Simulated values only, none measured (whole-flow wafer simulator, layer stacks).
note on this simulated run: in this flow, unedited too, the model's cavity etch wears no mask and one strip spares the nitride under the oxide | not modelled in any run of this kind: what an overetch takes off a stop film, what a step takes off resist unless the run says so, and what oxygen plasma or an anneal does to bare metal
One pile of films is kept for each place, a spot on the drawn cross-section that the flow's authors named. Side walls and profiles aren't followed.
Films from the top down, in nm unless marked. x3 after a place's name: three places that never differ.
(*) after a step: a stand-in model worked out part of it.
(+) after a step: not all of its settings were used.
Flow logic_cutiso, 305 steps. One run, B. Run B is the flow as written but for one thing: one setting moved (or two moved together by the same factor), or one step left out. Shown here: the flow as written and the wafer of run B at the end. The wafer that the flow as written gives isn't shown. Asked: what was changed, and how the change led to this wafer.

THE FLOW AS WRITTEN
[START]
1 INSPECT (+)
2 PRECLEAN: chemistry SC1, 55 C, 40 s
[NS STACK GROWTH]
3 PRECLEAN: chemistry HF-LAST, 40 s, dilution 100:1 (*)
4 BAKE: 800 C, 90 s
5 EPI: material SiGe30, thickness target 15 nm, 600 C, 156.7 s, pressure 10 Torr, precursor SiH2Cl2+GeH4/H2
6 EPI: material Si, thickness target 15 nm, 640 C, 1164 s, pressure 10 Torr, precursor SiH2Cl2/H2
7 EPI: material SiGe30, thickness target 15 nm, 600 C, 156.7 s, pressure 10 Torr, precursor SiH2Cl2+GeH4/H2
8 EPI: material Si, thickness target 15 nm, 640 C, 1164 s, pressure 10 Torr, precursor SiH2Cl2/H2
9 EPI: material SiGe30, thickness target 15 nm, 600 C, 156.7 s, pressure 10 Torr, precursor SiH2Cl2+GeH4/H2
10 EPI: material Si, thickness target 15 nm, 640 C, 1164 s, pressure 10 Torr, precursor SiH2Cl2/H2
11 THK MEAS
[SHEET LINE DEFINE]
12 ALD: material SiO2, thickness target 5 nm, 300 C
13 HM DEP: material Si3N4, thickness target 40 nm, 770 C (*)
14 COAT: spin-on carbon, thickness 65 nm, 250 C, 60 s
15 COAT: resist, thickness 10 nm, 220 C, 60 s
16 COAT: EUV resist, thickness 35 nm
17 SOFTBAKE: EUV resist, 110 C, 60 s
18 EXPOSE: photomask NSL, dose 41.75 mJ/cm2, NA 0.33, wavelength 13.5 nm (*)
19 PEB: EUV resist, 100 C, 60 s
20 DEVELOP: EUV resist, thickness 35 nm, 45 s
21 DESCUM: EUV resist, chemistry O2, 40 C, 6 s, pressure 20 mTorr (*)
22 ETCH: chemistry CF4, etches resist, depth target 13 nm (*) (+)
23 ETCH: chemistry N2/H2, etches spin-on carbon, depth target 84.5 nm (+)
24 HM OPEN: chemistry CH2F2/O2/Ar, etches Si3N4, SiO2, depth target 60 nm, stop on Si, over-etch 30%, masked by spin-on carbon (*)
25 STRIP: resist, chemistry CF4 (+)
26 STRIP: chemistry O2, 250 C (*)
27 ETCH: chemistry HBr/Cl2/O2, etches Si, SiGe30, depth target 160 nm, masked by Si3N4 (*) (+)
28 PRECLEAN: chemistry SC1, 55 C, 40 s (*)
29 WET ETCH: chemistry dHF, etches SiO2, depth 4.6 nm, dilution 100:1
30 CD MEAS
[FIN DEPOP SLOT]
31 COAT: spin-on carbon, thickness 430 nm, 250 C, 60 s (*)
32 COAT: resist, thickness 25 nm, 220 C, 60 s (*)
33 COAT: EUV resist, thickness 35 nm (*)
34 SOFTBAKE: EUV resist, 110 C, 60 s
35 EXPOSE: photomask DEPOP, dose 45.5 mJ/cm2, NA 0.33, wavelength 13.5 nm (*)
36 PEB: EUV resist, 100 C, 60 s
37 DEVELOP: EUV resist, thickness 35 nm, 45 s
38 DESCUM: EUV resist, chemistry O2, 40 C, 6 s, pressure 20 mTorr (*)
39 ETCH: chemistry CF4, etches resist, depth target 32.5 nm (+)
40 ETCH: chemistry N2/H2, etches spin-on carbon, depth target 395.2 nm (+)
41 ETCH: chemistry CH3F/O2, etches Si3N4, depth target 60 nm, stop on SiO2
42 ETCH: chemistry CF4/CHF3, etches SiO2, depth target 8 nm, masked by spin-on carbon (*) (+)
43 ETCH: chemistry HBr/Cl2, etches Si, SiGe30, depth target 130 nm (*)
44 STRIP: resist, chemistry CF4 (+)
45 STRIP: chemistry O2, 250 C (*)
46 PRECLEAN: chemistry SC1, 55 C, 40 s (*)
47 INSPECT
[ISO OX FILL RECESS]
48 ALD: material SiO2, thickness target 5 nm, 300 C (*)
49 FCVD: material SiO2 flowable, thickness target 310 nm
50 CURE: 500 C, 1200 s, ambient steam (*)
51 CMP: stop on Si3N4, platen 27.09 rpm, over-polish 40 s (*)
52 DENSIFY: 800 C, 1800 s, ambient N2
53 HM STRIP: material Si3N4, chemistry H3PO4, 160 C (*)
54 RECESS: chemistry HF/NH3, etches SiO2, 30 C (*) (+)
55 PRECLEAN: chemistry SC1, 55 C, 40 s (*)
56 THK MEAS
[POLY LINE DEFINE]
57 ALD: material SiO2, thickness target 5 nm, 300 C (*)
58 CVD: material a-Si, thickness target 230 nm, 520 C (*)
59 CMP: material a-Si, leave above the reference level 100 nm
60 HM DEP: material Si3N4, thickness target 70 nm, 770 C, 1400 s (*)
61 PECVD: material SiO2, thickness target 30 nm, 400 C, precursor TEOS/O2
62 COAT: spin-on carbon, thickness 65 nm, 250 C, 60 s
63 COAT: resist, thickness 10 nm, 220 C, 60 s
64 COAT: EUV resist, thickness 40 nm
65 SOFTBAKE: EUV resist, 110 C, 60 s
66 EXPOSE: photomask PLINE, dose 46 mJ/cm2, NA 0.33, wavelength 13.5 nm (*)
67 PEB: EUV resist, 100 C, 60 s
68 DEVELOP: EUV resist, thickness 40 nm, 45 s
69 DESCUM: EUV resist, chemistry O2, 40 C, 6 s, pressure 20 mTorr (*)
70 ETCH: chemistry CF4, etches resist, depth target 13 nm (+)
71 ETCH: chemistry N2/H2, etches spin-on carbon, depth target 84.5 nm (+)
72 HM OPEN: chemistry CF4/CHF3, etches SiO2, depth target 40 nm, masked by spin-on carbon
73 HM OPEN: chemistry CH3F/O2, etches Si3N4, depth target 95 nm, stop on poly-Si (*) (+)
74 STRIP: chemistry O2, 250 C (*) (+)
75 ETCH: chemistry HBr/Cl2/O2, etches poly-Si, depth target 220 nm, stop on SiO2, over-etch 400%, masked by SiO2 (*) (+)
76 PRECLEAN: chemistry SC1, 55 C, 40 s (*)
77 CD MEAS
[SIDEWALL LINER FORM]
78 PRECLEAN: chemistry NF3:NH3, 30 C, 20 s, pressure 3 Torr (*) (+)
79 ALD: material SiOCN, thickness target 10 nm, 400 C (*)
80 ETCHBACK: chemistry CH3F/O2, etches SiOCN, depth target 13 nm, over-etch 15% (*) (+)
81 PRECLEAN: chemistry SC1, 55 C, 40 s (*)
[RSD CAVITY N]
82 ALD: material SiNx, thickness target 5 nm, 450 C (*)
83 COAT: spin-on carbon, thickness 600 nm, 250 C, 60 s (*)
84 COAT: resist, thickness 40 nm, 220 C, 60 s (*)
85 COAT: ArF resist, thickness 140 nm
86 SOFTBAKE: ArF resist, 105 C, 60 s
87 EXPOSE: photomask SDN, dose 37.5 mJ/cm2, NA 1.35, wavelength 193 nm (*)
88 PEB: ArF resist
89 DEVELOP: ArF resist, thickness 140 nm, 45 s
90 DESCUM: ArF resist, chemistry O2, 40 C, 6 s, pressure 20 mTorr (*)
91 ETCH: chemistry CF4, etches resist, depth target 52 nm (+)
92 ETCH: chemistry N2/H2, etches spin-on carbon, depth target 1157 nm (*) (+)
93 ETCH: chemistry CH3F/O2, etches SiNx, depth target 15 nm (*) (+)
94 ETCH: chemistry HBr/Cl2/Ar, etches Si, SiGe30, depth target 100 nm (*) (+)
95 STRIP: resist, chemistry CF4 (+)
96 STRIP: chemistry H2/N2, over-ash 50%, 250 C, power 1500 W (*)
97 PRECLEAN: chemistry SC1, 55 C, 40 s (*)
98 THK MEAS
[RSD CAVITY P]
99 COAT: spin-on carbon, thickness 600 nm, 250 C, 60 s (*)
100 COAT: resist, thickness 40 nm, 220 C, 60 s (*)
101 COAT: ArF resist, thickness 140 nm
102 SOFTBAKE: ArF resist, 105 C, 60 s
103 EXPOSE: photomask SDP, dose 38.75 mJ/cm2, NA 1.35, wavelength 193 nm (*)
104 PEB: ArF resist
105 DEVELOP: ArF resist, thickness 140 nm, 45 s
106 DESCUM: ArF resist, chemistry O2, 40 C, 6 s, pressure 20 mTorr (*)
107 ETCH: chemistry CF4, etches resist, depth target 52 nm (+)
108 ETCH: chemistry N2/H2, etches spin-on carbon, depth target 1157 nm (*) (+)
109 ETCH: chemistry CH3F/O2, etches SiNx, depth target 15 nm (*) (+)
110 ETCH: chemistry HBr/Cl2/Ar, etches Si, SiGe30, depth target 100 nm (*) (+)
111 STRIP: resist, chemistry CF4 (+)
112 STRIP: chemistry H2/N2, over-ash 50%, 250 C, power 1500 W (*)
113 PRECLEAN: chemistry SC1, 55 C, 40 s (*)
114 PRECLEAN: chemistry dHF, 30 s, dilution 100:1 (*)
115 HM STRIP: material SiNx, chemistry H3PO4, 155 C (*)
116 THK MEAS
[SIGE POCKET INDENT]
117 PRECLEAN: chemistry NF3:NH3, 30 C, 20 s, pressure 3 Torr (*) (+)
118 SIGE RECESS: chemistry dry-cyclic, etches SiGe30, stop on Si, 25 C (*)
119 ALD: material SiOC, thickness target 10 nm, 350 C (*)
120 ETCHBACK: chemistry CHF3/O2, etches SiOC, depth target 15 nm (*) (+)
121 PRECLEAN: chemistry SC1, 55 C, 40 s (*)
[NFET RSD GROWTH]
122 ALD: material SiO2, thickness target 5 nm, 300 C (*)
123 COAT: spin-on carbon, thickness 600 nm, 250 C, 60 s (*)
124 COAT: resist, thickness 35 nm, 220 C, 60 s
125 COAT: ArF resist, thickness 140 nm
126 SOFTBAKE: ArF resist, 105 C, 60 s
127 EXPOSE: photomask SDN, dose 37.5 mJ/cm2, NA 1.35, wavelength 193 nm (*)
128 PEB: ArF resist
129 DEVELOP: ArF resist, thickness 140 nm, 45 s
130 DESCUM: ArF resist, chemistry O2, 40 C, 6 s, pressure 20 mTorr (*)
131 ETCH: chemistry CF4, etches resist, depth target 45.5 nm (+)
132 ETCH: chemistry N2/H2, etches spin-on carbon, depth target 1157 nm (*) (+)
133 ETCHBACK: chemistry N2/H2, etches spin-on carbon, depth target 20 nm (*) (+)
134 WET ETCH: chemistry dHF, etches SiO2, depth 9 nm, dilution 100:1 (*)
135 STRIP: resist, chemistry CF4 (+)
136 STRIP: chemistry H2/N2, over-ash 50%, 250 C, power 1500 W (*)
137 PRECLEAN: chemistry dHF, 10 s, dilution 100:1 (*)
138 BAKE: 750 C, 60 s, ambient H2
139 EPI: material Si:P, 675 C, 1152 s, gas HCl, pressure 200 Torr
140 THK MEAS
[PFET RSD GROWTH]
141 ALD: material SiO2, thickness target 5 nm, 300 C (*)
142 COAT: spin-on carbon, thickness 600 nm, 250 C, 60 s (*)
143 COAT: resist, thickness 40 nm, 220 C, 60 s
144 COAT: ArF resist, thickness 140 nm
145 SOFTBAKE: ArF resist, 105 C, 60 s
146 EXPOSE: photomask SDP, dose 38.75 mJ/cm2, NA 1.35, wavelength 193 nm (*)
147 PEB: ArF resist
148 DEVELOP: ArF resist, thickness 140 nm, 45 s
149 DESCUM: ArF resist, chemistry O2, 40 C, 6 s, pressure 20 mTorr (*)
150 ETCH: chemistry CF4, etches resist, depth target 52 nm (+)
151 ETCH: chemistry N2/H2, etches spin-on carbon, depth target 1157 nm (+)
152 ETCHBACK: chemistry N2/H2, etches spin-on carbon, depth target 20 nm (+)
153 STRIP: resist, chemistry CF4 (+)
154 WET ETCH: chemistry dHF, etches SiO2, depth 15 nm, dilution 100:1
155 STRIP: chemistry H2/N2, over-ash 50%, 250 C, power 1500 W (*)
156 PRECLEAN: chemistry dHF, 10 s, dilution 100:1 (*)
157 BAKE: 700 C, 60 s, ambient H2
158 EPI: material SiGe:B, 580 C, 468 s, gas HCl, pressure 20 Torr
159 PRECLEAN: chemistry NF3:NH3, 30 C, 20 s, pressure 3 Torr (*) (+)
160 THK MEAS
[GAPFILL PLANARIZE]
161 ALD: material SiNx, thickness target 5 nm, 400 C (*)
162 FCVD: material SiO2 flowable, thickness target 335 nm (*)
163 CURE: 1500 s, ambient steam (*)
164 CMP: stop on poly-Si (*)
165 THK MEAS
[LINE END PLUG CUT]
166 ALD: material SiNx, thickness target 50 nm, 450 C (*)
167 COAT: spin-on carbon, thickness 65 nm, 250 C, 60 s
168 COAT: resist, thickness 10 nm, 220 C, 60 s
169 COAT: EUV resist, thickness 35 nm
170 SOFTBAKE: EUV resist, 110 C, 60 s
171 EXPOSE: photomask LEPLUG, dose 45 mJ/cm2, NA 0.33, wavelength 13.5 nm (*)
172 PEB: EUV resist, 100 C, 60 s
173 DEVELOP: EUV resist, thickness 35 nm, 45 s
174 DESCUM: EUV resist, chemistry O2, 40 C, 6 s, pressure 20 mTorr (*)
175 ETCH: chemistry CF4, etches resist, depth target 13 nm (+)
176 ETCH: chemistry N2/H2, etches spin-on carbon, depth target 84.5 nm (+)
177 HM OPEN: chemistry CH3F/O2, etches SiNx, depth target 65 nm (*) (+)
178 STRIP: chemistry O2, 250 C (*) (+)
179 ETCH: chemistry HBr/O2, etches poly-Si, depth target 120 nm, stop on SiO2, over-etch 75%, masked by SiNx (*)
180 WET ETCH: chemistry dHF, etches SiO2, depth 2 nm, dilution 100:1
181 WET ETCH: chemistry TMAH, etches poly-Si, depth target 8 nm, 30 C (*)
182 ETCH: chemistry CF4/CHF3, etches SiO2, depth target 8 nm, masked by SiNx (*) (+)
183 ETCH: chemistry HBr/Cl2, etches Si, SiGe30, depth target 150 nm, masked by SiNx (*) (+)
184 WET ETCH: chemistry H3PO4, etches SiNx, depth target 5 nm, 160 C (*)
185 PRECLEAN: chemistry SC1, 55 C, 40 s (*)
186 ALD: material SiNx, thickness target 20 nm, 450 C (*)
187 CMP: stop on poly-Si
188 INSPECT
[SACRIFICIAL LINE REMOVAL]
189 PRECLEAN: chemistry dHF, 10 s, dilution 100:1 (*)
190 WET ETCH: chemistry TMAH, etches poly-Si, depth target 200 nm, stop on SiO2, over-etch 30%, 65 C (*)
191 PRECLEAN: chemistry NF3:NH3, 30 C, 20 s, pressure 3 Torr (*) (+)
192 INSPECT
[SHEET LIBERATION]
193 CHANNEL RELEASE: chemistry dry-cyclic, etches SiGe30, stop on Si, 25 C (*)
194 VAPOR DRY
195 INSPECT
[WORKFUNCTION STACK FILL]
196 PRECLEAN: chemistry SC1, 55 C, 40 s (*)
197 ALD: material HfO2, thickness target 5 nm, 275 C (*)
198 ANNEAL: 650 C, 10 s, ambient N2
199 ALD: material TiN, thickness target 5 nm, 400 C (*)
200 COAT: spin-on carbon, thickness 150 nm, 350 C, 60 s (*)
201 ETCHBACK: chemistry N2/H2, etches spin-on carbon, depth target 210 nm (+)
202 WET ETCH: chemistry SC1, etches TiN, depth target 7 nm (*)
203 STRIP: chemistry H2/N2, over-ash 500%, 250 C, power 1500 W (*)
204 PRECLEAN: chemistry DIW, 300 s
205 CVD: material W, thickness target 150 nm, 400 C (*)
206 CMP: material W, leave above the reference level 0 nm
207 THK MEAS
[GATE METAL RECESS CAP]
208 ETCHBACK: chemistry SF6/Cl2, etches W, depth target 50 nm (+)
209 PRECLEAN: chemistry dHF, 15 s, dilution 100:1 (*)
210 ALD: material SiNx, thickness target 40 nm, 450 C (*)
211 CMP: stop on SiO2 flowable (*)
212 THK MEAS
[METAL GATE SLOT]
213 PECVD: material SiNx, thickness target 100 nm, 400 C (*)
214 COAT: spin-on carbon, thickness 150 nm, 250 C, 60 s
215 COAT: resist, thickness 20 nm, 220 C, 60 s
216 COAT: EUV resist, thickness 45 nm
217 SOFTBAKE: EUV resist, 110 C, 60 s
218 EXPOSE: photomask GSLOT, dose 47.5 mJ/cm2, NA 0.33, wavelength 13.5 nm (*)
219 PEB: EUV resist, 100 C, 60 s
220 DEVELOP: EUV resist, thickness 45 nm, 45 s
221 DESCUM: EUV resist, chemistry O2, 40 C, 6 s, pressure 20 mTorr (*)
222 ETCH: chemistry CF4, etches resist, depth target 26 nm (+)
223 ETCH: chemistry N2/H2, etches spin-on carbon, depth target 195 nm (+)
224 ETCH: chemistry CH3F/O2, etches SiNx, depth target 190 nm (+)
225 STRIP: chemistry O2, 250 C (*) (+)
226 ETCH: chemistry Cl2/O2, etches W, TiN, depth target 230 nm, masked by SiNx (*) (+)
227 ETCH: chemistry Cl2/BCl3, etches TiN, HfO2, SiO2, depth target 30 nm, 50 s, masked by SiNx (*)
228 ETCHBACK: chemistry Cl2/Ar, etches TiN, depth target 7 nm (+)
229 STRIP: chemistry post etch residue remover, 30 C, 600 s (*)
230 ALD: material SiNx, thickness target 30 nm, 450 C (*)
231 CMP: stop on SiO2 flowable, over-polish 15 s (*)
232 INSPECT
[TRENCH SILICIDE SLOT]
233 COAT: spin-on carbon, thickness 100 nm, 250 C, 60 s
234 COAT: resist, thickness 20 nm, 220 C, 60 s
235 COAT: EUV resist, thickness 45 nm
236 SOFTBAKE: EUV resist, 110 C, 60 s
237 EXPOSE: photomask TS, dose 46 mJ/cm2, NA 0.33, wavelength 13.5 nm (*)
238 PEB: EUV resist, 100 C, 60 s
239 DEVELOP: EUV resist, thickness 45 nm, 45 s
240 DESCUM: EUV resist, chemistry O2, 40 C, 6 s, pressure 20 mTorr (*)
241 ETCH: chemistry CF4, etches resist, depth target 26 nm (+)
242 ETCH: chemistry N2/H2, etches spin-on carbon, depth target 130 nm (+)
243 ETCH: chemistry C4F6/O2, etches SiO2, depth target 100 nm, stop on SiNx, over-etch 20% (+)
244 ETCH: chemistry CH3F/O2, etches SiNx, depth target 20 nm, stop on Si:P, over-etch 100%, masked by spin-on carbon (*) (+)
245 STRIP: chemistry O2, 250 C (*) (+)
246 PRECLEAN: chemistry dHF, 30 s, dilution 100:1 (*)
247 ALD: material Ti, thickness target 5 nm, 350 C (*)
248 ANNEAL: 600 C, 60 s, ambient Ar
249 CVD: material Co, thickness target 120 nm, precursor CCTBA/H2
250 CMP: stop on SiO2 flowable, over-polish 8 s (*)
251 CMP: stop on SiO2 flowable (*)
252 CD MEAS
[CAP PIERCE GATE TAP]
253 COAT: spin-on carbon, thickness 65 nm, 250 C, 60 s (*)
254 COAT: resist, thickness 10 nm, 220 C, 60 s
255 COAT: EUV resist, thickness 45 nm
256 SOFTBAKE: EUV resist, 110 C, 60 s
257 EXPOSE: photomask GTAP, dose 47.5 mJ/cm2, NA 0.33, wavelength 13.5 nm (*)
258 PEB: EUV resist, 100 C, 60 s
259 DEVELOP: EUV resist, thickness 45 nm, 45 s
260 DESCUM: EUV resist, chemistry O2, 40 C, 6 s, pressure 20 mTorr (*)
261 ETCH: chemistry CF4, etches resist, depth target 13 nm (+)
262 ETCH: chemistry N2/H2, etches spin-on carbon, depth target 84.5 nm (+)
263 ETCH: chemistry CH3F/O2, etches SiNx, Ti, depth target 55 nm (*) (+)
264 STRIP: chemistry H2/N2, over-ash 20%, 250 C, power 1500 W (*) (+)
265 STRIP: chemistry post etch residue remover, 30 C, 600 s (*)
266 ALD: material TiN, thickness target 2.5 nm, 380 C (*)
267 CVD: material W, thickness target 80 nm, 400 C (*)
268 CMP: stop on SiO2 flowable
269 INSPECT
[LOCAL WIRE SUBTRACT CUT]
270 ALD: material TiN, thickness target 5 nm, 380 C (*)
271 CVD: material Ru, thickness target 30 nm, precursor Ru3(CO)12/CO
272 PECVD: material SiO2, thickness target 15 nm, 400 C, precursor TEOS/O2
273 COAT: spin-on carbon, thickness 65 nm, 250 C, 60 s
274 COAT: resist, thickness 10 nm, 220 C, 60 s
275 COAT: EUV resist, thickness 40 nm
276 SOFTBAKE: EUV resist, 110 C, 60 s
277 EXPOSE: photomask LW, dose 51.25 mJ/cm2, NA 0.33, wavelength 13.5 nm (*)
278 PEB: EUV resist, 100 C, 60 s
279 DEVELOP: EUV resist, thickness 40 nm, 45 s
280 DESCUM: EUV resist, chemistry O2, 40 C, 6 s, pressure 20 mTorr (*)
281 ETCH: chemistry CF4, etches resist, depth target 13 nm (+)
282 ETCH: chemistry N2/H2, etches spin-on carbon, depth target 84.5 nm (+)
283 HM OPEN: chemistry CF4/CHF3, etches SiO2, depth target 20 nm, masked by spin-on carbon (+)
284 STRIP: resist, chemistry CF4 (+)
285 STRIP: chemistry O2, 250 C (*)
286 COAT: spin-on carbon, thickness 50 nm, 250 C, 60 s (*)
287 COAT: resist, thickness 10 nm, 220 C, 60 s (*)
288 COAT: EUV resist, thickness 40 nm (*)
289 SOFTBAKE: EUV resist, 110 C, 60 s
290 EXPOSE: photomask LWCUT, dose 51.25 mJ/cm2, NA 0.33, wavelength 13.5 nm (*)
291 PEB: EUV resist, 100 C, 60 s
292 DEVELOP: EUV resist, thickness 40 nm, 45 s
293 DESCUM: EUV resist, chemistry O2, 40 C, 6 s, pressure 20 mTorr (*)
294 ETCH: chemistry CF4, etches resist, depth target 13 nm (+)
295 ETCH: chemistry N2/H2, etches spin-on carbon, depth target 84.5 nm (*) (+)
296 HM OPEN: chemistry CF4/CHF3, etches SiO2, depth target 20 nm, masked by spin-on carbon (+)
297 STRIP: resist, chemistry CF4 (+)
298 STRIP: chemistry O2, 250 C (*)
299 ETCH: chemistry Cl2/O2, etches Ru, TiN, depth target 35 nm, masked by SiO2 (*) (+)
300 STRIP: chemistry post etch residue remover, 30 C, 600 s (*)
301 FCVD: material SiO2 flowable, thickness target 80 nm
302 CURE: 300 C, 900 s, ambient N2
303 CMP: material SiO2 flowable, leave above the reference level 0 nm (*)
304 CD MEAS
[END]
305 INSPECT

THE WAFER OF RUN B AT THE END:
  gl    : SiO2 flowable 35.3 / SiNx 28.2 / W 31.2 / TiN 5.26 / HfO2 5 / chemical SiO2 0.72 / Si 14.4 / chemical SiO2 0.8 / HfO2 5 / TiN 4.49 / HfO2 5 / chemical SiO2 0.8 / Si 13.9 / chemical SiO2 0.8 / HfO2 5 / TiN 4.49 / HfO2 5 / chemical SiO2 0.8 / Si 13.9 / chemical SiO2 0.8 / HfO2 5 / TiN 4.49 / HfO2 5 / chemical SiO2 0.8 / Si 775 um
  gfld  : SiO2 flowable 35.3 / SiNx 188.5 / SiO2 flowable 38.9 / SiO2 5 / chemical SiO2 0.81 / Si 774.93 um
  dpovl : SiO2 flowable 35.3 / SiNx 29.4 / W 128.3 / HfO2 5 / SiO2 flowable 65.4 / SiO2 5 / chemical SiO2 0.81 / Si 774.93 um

The cause: step 10, EPI: 1281 s was run, where the flow has 1164 s.

How the change led to this, step by step:
  10 EPI: material Si, thickness target 15 nm, 640 C, 1164 s, pressure 10 Torr, precursor SiH2Cl2/H2
      depop, dpovl, gfld and 19 more: Si +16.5 (new film) (as written it would be: Si +15 (new film))
  27 ETCH: chemistry HBr/Cl2/O2, etches Si, SiGe30, depth target 160 nm, masked by Si3N4 (*) (+)
      gfld, gxf, iso, lnri: chemical SiO2 -0.79 (all of it), Si -12.9 (all of it), SiGe30 -15 (all of it), Si -15 (all of it), SiGe30 -15 (all of it), Si -15 (all of it), SiGe30 -15 (all of it), Si -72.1 (as written it would be: chemical SiO2 -0.79 (all of it), Si -11.4 (all of it), SiGe30 -15 (all of it), Si -15 (all of it), SiGe30 -15 (all of it), Si -15 (all of it), SiGe30 -15 (all of it), Si -73.6)
      dpovl, nsgap: chemical SiO2 -0.79 (all of it), Si -13.3 (all of it), SiGe30 -15 (all of it), Si -15 (all of it), SiGe30 -15 (all of it), Si -15 (all of it), SiGe30 -15 (all of it), Si -71.7 (as written it would be: chemical SiO2 -0.79 (all of it), Si -11.8 (all of it), SiGe30 -15 (all of it), Si -15 (all of it), SiGe30 -15 (all of it), Si -15 (all of it), SiGe30 -15 (all of it), Si -73.2)
      (and at 1 more place)
  43 ETCH: chemistry HBr/Cl2, etches Si, SiGe30, depth target 130 nm (*)
      depop: Si -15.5 (all of it), SiGe30 -15 (all of it), Si -15 (all of it), SiGe30 -15 (all of it), Si -15 (all of it), SiGe30 -15 (all of it), Si -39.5 (as written it would be: Si -14 (all of it), SiGe30 -15 (all of it), Si -15 (all of it), SiGe30 -15 (all of it), Si -15 (all of it), SiGe30 -15 (all of it), Si -41)
  94 ETCH: chemistry HBr/Cl2/Ar, etches Si, SiGe30, depth target 100 nm (*) (+)
      rsdn, rsdx: chemical SiO2 -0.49 (all of it), Si -14.3 (all of it), SiGe30 -15 (all of it), Si -15 (all of it), SiGe30 -15 (all of it), Si -15 (all of it), SiGe30 -15 (all of it), Si -10.7 (as written it would be: chemical SiO2 -0.49 (all of it), Si -12.8 (all of it), SiGe30 -15 (all of it), Si -15 (all of it), SiGe30 -15 (all of it), Si -15 (all of it), SiGe30 -15 (all of it), Si -12.2)
  110 ETCH: chemistry HBr/Cl2/Ar, etches Si, SiGe30, depth target 100 nm (*) (+)
      rsdp, rsdw: chemical SiO2 -0.49 (all of it), Si -14.3 (all of it), SiGe30 -15 (all of it), Si -15 (all of it), SiGe30 -15 (all of it), Si -15 (all of it), SiGe30 -15 (all of it), Si -10.7 (as written it would be: chemical SiO2 -0.49 (all of it), Si -12.8 (all of it), SiGe30 -15 (all of it), Si -15 (all of it), SiGe30 -15 (all of it), Si -15 (all of it), SiGe30 -15 (all of it), Si -12.2)
  183 ETCH: chemistry HBr/Cl2, etches Si, SiGe30, depth target 150 nm, masked by SiNx (*) (+)
      plug: Si -15.1 (all of it), SiGe30 -15 (all of it), Si -15 (all of it), SiGe30 -15 (all of it), Si -15 (all of it), SiGe30 -15 (all of it), Si -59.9 (as written it would be: Si -13.6 (all of it), SiGe30 -15 (all of it), Si -15 (all of it), SiGe30 -15 (all of it), Si -15 (all of it), SiGe30 -15 (all of it), Si -61.4)
